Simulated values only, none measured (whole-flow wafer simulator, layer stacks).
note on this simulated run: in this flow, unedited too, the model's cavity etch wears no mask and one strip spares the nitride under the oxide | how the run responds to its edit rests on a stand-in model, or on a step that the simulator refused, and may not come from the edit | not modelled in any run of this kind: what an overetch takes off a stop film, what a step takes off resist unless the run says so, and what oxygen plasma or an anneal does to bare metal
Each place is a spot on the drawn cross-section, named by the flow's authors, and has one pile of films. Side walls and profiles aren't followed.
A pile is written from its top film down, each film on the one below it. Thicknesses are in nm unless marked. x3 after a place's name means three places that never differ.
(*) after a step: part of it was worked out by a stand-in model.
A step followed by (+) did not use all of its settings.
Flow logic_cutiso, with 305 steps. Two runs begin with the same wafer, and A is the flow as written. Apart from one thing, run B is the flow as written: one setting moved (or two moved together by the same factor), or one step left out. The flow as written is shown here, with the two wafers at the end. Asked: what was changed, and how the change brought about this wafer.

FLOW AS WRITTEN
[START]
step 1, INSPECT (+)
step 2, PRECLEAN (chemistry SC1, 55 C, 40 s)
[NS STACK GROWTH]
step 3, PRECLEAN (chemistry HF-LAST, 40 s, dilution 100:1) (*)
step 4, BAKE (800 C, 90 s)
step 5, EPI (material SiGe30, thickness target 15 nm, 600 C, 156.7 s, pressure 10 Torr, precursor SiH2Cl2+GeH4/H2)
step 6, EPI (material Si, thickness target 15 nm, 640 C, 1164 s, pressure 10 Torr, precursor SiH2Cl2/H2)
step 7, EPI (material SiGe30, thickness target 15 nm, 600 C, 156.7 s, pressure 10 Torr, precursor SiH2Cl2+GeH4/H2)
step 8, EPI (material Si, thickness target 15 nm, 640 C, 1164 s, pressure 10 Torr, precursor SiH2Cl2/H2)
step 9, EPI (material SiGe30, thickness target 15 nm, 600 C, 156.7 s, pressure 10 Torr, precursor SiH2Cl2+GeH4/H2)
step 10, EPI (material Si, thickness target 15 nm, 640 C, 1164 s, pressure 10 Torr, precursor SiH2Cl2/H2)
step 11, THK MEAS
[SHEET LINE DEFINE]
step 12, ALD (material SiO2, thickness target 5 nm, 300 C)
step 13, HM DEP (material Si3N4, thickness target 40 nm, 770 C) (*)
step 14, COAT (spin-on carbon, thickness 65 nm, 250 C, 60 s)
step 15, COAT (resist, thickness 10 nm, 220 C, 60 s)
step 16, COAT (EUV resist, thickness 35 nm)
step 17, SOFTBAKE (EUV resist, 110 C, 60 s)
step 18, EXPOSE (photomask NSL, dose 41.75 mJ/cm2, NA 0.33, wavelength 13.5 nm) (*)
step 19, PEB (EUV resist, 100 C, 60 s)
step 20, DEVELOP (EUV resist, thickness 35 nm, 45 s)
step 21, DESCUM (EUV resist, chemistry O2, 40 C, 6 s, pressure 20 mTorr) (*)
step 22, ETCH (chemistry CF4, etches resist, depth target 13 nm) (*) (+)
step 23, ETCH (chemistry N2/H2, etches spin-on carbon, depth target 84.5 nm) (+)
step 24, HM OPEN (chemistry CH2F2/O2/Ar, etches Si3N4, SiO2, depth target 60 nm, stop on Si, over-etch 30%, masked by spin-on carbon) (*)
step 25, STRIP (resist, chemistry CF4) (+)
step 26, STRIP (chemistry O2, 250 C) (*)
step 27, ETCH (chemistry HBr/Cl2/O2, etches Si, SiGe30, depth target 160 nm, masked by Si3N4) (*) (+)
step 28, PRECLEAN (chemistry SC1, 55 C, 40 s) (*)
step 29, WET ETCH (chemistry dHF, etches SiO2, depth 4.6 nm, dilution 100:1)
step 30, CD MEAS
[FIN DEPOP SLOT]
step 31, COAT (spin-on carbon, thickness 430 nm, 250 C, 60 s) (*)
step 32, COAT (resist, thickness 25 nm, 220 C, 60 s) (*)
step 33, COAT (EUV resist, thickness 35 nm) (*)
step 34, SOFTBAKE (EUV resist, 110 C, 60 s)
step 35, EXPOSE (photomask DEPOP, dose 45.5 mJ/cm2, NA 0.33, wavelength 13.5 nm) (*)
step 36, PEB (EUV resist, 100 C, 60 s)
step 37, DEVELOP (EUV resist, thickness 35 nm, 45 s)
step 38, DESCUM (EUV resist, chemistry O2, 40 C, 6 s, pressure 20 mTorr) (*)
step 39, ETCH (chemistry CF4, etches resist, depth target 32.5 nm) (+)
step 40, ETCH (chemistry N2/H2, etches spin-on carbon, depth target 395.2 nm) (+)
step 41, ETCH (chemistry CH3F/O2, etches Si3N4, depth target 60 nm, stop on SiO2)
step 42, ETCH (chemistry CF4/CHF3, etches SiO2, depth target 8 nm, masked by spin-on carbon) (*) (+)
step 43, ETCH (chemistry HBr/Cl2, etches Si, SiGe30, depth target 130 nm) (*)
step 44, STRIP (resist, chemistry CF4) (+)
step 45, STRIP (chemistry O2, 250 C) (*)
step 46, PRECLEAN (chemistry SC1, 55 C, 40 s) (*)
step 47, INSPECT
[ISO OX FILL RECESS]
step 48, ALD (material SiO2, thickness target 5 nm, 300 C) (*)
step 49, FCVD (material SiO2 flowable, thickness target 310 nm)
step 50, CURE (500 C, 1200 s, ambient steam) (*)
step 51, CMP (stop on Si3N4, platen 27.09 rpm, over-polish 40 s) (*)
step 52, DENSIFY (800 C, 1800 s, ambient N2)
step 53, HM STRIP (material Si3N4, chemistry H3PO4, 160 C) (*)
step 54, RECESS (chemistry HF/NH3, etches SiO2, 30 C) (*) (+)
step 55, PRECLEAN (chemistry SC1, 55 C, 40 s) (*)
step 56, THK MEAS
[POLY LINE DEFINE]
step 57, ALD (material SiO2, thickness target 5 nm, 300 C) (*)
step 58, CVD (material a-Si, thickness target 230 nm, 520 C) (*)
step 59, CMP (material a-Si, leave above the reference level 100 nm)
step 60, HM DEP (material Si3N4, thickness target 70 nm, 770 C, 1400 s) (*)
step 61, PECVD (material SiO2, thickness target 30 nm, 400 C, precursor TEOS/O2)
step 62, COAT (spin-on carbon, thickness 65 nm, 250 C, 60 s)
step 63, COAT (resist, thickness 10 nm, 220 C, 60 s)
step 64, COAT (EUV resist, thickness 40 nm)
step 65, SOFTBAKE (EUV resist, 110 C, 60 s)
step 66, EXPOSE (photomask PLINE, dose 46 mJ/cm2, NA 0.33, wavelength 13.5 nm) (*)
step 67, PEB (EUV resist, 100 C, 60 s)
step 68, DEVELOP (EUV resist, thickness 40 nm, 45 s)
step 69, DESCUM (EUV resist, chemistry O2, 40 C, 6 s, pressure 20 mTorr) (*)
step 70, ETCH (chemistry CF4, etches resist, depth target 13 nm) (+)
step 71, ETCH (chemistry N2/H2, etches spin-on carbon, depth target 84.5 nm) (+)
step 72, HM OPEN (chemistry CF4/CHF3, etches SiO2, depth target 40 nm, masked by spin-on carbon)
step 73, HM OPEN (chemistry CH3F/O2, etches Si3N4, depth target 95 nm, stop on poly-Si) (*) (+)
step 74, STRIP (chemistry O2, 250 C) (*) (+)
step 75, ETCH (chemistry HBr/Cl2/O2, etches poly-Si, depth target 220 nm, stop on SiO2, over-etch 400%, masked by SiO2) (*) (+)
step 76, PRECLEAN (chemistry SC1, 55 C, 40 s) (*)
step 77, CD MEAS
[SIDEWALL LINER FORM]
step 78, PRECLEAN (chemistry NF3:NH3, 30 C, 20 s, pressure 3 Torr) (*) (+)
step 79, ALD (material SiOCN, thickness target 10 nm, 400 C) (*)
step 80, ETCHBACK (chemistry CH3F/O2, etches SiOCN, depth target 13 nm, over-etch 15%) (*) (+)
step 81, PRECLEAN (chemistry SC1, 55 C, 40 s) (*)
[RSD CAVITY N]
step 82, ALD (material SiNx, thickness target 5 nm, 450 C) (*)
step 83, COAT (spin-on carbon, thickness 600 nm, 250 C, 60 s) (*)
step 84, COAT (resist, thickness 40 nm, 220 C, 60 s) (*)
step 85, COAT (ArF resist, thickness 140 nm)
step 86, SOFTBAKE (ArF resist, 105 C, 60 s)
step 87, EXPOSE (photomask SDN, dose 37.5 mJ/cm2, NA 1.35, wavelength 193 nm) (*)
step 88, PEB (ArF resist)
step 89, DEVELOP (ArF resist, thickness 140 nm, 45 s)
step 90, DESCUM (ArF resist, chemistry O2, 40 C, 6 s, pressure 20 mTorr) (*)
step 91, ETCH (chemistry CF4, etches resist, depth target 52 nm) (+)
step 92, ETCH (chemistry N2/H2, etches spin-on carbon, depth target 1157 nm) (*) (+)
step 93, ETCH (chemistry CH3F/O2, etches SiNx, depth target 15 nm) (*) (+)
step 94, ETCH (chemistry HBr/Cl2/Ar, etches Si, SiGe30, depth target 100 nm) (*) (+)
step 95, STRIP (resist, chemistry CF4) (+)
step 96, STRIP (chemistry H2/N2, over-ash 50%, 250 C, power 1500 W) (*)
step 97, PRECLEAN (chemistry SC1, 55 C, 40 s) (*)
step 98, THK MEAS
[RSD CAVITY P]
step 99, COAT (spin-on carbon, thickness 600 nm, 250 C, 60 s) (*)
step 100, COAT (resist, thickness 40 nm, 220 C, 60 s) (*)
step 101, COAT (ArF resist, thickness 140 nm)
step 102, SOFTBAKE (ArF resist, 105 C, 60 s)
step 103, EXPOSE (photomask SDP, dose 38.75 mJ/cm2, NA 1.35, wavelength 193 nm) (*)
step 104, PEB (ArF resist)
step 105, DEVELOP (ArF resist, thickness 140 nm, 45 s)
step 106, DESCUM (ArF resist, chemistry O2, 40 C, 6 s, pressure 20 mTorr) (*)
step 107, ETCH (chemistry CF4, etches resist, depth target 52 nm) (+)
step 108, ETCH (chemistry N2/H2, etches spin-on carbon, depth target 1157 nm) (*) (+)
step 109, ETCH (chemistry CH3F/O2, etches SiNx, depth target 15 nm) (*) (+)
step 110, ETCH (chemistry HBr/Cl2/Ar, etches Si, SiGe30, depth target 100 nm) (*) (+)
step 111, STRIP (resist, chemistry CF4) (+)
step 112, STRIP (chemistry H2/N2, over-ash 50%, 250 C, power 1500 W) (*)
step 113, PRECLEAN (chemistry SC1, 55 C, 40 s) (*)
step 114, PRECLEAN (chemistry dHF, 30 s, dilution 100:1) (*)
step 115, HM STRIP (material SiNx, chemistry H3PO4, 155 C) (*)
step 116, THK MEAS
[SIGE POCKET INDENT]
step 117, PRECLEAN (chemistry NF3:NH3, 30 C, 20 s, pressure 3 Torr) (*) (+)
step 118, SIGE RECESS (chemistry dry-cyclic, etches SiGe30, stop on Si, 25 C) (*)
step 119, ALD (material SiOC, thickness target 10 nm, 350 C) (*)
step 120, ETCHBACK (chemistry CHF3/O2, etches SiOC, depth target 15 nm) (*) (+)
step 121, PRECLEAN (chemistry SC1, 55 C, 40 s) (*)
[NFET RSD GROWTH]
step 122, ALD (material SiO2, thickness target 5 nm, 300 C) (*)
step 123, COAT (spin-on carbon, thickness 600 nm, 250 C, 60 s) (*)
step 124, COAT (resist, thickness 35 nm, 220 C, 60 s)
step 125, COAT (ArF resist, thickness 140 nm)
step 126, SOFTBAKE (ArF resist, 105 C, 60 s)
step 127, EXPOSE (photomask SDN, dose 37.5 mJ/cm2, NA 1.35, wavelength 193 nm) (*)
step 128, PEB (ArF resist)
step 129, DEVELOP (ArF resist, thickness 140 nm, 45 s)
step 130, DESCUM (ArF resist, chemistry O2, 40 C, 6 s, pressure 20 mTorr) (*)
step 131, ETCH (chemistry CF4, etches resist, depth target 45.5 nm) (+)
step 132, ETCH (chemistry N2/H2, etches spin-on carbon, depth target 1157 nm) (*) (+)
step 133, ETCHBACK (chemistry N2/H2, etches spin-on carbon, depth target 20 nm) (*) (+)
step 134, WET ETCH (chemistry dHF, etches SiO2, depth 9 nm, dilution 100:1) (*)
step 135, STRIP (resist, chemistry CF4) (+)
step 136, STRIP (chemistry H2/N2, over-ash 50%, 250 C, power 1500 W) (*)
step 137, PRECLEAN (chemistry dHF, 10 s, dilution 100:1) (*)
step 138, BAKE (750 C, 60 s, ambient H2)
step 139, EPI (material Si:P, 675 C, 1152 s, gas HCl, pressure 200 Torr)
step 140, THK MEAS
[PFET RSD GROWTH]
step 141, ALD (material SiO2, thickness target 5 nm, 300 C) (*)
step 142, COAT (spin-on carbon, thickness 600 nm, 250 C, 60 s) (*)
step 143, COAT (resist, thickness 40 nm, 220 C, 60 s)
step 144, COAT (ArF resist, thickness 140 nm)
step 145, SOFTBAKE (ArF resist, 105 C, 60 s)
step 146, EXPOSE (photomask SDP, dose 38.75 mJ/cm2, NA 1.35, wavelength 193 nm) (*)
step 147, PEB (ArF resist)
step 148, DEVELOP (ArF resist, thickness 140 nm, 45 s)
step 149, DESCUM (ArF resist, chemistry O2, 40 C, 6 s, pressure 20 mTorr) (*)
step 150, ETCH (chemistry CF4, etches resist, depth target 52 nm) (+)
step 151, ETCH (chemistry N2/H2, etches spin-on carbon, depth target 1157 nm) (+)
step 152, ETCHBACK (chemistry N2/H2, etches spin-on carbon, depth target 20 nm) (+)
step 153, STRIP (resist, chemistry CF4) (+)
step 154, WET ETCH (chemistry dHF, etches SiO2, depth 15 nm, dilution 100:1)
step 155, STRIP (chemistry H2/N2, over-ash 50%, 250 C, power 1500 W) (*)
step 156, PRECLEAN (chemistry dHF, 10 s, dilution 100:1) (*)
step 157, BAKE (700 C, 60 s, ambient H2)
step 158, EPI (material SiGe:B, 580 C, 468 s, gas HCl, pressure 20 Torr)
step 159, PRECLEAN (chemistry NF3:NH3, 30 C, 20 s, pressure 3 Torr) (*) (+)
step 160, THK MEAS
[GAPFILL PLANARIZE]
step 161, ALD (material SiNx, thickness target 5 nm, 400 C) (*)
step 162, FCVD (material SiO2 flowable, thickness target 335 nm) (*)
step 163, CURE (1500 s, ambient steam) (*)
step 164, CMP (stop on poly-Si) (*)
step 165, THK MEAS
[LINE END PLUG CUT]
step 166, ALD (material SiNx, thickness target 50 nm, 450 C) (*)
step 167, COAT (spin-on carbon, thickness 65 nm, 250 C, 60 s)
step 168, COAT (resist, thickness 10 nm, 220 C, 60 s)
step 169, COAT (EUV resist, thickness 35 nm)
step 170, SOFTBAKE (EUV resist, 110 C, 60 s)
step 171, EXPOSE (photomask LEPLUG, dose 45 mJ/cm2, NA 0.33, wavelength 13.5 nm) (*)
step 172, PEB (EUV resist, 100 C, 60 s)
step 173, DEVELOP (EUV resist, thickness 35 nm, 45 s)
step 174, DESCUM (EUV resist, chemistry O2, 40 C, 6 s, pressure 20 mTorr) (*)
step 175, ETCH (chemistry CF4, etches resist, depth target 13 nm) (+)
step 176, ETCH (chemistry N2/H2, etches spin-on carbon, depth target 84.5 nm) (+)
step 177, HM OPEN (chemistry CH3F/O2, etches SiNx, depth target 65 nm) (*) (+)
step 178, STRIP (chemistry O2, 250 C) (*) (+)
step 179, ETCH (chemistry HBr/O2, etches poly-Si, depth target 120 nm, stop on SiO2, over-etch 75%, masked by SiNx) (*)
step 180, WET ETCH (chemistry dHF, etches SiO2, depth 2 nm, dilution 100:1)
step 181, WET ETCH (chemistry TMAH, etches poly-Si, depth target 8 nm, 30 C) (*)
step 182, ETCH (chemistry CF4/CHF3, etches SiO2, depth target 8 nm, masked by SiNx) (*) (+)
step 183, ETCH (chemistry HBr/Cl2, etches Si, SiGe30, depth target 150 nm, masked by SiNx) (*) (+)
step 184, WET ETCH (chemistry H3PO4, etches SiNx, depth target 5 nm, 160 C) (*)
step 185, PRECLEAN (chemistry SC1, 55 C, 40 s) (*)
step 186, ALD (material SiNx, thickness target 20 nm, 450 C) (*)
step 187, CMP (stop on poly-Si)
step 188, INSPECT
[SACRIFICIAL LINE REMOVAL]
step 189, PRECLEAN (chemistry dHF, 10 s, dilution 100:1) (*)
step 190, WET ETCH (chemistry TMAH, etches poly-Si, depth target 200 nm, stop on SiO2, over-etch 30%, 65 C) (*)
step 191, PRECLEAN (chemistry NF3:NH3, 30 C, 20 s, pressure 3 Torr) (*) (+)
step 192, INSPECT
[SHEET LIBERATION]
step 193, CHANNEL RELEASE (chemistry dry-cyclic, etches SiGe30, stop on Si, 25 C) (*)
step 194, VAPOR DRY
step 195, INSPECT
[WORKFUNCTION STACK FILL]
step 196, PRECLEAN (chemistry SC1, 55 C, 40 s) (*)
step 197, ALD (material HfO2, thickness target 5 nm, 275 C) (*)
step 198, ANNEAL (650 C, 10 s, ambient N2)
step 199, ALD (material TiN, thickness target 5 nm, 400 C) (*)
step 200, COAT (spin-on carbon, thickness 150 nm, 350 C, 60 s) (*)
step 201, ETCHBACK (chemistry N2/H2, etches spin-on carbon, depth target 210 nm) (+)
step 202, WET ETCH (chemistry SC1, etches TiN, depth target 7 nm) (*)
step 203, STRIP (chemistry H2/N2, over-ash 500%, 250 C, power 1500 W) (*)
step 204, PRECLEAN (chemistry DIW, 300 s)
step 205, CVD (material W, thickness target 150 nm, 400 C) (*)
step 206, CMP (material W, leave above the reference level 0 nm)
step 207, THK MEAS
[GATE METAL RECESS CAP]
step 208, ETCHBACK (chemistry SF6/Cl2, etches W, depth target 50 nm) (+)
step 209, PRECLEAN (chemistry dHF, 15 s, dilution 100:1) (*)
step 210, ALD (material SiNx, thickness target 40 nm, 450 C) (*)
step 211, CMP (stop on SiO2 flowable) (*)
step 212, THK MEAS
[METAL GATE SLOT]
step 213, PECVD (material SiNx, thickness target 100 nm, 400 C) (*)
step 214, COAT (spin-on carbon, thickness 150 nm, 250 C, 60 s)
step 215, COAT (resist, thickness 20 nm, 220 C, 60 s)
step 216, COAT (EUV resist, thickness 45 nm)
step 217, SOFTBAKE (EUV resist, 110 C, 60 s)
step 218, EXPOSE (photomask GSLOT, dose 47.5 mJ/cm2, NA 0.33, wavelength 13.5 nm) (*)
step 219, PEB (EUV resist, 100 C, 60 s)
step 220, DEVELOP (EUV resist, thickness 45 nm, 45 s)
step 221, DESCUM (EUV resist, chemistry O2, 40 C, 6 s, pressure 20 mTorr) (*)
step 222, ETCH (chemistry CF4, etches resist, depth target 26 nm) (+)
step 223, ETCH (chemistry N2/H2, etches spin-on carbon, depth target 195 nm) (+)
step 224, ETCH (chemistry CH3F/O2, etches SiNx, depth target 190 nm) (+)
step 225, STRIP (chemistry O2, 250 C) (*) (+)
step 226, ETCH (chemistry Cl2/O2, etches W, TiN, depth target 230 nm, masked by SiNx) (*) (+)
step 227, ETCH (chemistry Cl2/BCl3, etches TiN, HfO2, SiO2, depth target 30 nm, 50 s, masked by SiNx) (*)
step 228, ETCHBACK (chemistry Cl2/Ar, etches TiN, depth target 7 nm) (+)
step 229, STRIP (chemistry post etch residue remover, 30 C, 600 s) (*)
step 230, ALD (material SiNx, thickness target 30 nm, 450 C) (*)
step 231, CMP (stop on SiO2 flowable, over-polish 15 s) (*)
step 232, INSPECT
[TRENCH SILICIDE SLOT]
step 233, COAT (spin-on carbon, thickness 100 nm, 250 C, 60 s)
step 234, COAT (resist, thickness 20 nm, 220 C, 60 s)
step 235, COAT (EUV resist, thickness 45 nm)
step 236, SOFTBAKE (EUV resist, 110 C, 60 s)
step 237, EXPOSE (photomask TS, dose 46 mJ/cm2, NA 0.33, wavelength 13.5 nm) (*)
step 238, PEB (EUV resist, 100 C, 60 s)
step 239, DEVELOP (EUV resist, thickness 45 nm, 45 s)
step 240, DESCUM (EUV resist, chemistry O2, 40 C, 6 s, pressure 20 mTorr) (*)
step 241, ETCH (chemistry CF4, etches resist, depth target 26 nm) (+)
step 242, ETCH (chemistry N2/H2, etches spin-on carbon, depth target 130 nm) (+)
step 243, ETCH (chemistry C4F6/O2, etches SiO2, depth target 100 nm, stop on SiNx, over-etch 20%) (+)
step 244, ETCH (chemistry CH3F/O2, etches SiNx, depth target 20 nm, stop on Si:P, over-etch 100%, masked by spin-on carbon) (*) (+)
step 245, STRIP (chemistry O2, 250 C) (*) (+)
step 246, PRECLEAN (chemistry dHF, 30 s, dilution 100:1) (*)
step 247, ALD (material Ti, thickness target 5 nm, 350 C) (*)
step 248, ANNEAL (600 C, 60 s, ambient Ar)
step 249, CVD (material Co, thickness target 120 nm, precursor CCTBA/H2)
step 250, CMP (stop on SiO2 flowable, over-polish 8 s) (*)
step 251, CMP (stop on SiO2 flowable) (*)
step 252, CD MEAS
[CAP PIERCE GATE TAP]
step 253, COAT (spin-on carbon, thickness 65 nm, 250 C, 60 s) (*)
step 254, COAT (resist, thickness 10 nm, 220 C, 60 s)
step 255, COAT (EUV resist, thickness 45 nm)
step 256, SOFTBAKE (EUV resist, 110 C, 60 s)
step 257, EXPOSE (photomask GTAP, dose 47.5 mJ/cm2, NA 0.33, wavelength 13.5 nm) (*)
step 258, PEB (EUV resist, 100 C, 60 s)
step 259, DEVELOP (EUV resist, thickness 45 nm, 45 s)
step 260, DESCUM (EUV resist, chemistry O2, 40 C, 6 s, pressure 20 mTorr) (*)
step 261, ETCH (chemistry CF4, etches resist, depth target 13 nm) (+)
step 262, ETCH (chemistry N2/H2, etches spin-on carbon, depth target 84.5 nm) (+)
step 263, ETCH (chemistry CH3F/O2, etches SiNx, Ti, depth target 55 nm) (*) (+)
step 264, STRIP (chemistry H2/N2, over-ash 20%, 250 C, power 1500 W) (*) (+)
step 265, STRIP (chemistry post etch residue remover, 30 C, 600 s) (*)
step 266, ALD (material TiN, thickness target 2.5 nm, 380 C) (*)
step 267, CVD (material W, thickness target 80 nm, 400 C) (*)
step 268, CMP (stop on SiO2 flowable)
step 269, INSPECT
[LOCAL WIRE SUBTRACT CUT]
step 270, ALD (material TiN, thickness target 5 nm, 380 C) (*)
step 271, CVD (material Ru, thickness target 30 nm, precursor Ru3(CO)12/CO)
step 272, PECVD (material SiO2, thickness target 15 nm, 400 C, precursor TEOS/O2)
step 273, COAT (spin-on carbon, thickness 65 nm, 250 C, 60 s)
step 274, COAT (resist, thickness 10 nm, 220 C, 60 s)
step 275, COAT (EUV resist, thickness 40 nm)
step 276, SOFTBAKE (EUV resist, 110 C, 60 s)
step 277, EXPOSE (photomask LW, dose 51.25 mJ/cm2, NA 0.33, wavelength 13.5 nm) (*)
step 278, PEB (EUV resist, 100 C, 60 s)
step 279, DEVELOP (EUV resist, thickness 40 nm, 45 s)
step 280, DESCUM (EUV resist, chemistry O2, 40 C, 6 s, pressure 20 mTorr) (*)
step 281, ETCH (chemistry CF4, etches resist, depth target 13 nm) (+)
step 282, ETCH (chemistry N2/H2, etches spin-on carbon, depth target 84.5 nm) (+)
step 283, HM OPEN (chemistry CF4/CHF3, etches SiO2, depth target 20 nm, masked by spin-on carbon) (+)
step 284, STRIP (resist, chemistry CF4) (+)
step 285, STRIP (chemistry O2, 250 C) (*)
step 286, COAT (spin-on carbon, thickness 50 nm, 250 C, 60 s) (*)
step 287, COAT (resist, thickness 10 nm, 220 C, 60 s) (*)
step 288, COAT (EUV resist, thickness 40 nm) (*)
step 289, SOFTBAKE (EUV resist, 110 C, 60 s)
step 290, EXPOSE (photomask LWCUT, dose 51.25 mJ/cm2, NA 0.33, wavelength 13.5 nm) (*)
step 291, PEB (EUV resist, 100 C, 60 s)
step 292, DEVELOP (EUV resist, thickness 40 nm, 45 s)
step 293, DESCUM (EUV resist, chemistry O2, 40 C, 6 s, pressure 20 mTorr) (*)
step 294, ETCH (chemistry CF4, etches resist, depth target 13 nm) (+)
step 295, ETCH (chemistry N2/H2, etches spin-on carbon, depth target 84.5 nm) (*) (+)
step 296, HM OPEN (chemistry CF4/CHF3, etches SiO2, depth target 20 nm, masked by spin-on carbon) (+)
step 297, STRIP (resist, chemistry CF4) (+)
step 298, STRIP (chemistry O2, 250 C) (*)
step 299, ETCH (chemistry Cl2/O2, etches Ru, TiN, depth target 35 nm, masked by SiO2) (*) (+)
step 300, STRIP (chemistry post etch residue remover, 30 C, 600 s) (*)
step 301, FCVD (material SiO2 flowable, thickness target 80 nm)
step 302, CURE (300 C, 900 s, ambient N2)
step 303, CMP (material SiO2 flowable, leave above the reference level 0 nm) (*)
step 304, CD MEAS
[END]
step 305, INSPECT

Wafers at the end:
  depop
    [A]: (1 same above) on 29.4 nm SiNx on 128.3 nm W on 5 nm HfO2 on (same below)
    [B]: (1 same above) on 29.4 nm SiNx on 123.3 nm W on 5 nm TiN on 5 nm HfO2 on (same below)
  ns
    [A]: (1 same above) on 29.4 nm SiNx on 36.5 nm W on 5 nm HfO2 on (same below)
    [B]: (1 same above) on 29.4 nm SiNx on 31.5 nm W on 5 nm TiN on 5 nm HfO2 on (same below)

The reason: step 201, ETCHBACK: depth target 84 nm was run, while the flow as written has depth target 210 nm.

Step by step, how the change led to this:
  step 201, ETCHBACK (chemistry N2/H2, etches spin-on carbon, depth target 210 nm) (+)
      lnr, lnrp: A -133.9 spin-on carbon (all of it) | B -84 spin-on carbon
      rsdn, rsdw: A -145.8 spin-on carbon (all of it) | B -84 spin-on carbon
      (as well as at 18 more places)
  step 202, WET ETCH (chemistry SC1, etches TiN, depth target 7 nm) (*)
      depop, dpovl, iso and 12 more: A -5 TiN (all of it) | B -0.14 spin-on carbon
  step 203, STRIP (chemistry H2/N2, over-ash 500%, 250 C, power 1500 W) (*)
      depop, dpovl: A nothing | B -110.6 spin-on carbon (all of it)
      lnr, lnrp: A nothing | B -49.8 spin-on carbon (all of it)
      (as well as at 18 more places)
  step 206, CMP (material W, leave above the reference level 0 nm)
      lnr, lnri, lnrp, lnrt: A -150 W (all of it), -5 HfO2 (all of it), -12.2 SiOCN | B -150 W (all of it), -5 TiN (all of it), -5 HfO2 (all of it), -12.2 SiOCN
      rsdn, rsdp, rsdw, rsdx: A -162.2 W (all of it), -5 HfO2 (all of it) | B -162.2 W (all of it), -5 TiN (all of it), -5 HfO2 (all of it)
      (as well as at 14 more places)
